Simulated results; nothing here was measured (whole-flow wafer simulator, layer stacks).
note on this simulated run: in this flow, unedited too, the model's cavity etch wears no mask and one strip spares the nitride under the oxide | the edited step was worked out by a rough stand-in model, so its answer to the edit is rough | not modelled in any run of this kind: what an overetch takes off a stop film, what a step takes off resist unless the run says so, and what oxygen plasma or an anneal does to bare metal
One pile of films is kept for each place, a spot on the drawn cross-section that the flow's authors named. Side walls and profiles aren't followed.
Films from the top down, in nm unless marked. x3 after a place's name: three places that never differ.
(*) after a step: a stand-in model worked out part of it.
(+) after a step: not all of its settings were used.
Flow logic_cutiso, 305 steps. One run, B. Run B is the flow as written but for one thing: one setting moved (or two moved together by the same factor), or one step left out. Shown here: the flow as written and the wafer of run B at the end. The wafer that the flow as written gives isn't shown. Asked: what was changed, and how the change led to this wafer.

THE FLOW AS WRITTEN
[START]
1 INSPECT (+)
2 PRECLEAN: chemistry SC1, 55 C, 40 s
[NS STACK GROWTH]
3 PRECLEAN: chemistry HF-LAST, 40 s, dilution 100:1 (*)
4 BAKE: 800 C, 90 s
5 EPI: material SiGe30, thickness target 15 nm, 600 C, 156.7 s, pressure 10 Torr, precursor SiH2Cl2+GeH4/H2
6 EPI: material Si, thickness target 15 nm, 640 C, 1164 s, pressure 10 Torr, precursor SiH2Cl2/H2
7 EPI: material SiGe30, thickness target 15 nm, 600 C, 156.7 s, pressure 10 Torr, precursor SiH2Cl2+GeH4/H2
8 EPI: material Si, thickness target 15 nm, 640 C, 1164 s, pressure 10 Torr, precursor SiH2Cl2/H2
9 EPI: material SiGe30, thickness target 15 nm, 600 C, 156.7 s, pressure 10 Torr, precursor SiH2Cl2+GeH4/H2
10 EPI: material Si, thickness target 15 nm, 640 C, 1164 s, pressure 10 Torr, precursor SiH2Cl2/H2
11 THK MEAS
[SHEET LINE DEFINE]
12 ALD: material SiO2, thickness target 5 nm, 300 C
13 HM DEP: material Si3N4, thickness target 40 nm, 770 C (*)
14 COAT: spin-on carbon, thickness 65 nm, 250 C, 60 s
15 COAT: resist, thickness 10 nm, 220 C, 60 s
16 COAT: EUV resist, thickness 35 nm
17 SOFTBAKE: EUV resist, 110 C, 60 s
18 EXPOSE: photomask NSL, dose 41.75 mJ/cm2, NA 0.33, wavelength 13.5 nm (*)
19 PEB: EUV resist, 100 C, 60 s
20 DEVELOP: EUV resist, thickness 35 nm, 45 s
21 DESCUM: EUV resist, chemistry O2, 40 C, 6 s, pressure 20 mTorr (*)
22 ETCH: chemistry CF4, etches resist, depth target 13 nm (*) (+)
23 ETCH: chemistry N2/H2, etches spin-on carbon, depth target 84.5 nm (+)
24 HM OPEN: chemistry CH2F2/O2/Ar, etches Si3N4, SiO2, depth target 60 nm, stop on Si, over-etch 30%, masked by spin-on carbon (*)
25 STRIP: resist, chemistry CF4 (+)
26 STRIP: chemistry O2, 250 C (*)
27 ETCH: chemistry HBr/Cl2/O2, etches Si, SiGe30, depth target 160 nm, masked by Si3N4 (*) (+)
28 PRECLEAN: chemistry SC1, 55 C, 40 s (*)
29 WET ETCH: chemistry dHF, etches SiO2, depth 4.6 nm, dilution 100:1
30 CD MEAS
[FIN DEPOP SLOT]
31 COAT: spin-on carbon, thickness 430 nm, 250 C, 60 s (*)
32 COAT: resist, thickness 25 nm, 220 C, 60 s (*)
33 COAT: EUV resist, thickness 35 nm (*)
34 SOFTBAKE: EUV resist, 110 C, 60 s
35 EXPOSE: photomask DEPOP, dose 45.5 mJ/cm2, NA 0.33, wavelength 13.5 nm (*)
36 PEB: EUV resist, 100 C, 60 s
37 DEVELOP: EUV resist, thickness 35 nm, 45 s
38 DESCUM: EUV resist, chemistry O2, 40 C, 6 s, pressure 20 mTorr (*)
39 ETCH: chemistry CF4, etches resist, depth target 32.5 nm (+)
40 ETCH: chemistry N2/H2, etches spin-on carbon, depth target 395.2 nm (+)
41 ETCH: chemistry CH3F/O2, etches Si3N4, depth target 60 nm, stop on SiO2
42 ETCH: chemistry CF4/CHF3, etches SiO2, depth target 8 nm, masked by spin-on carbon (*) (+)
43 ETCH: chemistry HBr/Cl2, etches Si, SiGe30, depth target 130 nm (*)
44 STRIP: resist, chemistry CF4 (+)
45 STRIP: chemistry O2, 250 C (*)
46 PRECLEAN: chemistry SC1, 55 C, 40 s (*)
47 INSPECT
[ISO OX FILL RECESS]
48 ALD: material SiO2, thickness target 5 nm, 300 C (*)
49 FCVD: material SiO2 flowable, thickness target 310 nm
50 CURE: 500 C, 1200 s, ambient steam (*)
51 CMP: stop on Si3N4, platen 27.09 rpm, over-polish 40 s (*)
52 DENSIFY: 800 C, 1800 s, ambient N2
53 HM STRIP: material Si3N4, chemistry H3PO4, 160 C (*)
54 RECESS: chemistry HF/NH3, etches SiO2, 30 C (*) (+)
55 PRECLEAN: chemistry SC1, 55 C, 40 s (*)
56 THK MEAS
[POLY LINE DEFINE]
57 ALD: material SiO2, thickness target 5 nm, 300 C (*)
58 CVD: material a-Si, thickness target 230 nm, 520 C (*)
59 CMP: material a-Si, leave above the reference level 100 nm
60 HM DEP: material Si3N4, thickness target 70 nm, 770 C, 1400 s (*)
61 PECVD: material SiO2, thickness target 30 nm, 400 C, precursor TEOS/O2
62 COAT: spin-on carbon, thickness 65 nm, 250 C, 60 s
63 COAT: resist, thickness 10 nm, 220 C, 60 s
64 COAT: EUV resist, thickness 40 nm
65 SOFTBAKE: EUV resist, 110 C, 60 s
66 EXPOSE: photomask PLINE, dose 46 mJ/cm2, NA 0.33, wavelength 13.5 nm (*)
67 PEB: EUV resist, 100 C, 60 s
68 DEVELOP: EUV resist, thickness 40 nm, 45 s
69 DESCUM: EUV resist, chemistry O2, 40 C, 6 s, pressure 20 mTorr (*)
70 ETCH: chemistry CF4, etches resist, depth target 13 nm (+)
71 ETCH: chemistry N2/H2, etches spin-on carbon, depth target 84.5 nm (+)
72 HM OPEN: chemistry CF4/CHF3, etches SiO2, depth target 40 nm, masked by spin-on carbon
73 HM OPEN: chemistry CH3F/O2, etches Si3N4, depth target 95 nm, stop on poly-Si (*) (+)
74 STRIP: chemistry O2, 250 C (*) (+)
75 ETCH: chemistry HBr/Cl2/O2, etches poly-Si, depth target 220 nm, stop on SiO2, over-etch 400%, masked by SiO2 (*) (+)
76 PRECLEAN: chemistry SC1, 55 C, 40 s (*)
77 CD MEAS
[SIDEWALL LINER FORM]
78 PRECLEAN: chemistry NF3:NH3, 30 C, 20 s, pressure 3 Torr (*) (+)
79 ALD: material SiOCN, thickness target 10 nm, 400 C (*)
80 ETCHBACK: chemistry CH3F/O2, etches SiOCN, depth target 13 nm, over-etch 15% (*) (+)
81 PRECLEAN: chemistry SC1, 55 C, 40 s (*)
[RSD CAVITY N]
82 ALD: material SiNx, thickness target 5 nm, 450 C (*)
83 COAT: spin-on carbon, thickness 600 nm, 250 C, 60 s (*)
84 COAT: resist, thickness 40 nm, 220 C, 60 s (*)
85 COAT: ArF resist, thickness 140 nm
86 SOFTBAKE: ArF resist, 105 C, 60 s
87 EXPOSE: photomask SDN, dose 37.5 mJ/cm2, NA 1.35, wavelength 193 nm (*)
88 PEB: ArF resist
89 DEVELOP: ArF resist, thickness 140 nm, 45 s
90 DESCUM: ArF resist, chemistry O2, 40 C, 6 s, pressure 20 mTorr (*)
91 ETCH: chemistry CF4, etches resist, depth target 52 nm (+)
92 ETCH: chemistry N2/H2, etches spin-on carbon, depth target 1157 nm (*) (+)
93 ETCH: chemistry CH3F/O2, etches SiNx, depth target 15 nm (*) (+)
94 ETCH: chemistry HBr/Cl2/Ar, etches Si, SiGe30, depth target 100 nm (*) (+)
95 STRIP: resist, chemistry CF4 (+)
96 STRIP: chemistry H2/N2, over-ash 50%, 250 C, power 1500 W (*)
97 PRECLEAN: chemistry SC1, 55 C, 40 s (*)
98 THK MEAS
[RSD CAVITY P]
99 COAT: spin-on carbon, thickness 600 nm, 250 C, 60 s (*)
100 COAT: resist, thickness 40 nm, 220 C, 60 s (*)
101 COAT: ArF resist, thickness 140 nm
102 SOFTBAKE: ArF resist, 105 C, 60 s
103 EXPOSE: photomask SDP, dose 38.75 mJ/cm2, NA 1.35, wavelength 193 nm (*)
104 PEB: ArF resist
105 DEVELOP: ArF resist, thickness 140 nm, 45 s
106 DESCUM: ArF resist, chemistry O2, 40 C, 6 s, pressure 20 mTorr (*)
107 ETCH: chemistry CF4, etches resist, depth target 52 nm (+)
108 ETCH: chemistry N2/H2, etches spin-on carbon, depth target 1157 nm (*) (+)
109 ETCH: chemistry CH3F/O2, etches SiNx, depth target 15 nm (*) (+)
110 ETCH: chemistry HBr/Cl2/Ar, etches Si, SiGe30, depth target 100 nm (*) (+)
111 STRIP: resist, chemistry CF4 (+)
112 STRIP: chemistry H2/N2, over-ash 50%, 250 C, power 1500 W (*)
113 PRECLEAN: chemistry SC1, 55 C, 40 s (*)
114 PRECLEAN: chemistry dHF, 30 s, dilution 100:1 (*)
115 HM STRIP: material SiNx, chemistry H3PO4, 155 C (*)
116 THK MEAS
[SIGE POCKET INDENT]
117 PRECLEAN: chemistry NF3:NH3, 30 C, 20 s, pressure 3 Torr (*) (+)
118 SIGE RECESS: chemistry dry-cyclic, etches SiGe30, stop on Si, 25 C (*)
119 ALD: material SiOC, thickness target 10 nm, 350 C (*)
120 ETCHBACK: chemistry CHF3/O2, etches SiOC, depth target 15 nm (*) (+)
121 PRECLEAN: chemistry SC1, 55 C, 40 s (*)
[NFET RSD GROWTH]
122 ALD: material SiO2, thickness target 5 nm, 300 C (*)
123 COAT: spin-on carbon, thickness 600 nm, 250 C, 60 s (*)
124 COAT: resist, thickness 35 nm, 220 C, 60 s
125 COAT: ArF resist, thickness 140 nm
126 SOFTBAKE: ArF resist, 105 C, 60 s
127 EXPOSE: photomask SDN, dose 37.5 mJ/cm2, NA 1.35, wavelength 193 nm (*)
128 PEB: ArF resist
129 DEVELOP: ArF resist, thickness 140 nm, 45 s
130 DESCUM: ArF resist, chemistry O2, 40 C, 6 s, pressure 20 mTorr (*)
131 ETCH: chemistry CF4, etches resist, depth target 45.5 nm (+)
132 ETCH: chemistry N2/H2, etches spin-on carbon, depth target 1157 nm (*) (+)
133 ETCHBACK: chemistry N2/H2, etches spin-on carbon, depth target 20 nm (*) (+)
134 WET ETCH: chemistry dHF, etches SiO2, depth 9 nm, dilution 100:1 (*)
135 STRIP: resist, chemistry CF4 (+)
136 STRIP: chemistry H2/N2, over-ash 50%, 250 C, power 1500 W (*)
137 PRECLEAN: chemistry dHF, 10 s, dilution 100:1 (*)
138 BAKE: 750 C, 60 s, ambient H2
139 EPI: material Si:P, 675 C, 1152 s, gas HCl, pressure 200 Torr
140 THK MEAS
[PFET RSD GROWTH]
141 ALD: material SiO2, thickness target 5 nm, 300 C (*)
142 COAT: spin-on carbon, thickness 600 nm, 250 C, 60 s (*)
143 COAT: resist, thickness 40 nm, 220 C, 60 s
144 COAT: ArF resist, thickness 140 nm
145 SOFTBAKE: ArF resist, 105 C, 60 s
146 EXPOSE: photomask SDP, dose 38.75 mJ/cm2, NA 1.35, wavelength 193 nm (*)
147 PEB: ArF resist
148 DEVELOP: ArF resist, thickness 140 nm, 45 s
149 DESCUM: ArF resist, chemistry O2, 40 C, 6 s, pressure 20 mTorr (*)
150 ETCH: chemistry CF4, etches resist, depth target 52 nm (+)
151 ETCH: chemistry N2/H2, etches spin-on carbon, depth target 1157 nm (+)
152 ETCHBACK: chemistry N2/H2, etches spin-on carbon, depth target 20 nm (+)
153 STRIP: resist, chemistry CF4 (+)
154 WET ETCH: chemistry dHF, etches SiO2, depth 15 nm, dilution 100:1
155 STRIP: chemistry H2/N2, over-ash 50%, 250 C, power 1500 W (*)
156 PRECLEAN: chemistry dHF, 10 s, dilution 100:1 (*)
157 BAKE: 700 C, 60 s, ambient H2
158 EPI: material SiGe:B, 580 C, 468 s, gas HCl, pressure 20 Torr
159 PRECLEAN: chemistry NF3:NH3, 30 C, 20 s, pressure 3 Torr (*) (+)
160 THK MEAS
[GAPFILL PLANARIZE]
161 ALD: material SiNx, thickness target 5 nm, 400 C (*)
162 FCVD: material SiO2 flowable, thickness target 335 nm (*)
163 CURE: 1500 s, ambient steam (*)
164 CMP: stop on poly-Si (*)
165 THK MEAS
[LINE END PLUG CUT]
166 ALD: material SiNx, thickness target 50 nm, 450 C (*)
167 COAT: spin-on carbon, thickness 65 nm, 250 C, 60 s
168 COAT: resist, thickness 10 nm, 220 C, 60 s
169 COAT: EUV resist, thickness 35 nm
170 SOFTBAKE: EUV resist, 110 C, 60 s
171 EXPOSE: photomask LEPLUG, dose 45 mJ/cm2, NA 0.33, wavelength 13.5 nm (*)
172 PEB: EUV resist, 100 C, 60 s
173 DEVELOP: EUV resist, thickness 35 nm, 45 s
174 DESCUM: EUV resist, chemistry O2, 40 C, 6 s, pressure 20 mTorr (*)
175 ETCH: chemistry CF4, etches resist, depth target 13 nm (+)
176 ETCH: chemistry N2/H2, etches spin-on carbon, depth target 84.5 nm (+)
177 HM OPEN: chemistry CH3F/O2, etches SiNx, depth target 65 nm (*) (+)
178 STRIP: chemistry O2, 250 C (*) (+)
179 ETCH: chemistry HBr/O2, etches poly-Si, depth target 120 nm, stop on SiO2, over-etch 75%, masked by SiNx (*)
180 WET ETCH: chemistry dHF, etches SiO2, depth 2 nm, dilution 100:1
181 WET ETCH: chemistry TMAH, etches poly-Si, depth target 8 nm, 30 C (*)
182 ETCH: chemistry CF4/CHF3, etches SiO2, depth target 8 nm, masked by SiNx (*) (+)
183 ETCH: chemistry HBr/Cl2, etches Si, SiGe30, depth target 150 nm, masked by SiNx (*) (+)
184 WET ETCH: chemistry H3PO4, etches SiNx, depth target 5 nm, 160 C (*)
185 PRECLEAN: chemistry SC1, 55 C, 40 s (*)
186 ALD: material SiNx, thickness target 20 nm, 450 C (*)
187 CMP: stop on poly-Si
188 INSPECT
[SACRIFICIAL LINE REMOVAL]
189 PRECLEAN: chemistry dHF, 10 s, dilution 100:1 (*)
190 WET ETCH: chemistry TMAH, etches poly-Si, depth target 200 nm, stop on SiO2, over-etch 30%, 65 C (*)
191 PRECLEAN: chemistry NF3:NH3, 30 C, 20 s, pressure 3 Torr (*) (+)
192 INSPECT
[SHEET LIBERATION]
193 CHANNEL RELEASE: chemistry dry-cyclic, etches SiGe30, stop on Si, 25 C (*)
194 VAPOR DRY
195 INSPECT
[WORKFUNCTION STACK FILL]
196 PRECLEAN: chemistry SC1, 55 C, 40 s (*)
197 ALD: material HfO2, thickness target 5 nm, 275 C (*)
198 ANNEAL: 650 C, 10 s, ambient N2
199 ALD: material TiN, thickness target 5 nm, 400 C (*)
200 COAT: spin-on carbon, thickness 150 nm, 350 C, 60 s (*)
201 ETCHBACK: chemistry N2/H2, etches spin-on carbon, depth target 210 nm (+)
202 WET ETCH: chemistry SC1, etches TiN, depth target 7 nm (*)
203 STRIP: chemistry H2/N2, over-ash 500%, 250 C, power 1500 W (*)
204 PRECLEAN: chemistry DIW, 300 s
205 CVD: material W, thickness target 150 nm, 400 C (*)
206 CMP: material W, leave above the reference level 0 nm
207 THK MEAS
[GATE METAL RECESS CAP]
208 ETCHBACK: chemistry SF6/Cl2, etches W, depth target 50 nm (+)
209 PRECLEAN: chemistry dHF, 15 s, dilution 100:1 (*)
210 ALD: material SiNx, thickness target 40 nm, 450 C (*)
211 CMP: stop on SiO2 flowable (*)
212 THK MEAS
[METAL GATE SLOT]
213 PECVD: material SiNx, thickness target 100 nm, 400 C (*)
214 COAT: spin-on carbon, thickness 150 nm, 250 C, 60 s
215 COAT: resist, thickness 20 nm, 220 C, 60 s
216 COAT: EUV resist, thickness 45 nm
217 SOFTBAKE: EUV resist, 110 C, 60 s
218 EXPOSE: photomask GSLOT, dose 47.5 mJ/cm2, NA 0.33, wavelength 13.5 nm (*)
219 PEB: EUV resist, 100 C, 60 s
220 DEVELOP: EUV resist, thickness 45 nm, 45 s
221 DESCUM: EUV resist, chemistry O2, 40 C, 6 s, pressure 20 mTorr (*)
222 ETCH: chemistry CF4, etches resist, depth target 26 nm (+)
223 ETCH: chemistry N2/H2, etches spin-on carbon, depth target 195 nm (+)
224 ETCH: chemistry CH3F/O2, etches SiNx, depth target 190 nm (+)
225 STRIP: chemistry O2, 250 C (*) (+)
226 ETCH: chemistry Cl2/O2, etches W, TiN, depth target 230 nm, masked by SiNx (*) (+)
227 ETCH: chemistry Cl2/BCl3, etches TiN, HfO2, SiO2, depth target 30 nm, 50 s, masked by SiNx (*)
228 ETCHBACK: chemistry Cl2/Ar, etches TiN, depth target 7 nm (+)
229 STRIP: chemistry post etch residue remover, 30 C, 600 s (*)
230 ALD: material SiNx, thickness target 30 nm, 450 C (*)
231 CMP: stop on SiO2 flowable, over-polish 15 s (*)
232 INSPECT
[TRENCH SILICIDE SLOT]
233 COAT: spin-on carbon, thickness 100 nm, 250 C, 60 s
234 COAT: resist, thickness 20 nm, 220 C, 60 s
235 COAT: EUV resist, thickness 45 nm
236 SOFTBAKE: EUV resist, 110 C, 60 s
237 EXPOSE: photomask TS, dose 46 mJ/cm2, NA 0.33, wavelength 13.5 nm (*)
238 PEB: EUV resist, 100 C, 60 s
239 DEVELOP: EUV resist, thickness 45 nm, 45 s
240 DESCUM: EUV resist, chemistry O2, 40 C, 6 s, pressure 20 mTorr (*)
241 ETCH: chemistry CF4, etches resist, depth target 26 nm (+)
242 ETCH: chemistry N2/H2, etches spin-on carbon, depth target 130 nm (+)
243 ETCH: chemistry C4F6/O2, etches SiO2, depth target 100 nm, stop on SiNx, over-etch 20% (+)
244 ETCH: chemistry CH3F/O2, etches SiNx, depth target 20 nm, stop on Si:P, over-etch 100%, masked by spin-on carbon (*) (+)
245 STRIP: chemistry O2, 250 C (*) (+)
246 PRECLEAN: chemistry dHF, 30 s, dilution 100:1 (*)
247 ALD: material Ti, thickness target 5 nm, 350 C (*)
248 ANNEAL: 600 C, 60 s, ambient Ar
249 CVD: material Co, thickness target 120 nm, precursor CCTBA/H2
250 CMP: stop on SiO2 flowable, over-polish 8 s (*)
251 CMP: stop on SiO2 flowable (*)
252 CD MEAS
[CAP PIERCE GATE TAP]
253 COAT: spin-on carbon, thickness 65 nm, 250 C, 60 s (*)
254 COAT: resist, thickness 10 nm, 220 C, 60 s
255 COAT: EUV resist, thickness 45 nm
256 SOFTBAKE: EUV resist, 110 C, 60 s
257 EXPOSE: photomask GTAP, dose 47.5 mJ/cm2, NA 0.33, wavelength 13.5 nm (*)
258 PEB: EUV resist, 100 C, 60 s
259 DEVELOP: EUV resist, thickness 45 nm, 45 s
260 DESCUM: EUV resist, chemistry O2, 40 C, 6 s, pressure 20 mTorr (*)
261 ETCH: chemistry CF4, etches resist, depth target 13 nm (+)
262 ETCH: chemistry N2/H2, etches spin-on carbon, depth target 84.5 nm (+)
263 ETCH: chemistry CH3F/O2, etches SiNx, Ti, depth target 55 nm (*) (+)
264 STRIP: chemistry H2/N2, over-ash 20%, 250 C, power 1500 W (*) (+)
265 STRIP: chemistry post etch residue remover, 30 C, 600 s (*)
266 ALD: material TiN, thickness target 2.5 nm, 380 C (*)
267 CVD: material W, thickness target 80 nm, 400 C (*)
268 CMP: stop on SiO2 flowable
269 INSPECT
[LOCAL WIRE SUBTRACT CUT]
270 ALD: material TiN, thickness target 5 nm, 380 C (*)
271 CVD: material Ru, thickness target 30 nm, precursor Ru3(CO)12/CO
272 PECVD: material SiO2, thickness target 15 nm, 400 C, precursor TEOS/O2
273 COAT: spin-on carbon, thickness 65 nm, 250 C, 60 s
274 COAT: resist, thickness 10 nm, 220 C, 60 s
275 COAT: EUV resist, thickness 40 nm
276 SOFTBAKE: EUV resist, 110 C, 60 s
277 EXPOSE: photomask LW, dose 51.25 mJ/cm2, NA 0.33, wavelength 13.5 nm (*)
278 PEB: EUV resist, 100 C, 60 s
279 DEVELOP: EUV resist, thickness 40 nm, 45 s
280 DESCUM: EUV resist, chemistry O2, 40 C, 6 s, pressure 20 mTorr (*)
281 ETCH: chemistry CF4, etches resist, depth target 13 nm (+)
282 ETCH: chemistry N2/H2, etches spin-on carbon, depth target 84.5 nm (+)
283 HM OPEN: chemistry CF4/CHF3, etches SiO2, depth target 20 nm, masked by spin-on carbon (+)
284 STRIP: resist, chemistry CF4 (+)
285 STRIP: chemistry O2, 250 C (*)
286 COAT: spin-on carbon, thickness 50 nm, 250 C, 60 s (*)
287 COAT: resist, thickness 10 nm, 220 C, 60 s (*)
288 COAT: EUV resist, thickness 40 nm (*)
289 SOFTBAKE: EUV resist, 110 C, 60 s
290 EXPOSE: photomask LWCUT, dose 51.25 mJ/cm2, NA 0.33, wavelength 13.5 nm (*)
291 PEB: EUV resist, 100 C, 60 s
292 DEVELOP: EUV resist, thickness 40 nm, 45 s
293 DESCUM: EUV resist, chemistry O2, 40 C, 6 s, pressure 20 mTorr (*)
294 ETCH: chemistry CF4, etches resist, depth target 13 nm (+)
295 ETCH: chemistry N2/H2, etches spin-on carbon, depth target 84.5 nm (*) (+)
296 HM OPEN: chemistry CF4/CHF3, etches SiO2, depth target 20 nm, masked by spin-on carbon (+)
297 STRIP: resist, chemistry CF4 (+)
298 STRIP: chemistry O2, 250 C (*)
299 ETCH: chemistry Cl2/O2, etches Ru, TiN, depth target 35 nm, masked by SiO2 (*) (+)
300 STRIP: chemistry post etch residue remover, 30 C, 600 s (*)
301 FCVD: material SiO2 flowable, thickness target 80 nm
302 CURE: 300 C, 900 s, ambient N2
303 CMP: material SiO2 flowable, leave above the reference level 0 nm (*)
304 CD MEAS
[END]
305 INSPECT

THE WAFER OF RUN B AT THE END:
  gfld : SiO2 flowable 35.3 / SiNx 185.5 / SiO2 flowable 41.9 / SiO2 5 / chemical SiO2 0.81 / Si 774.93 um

The cause: step 227, ETCH: depth target 27 nm was run, where the flow has depth target 30 nm.

How the change led to this, step by step:
  227 ETCH: chemistry Cl2/BCl3, etches TiN, HfO2, SiO2, depth target 30 nm, 50 s, masked by SiNx (*)
      gfld: HfO2 -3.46 (all of it), SiO2 flowable -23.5 (as written it would be: HfO2 -3.46 (all of it), SiO2 flowable -26.5)
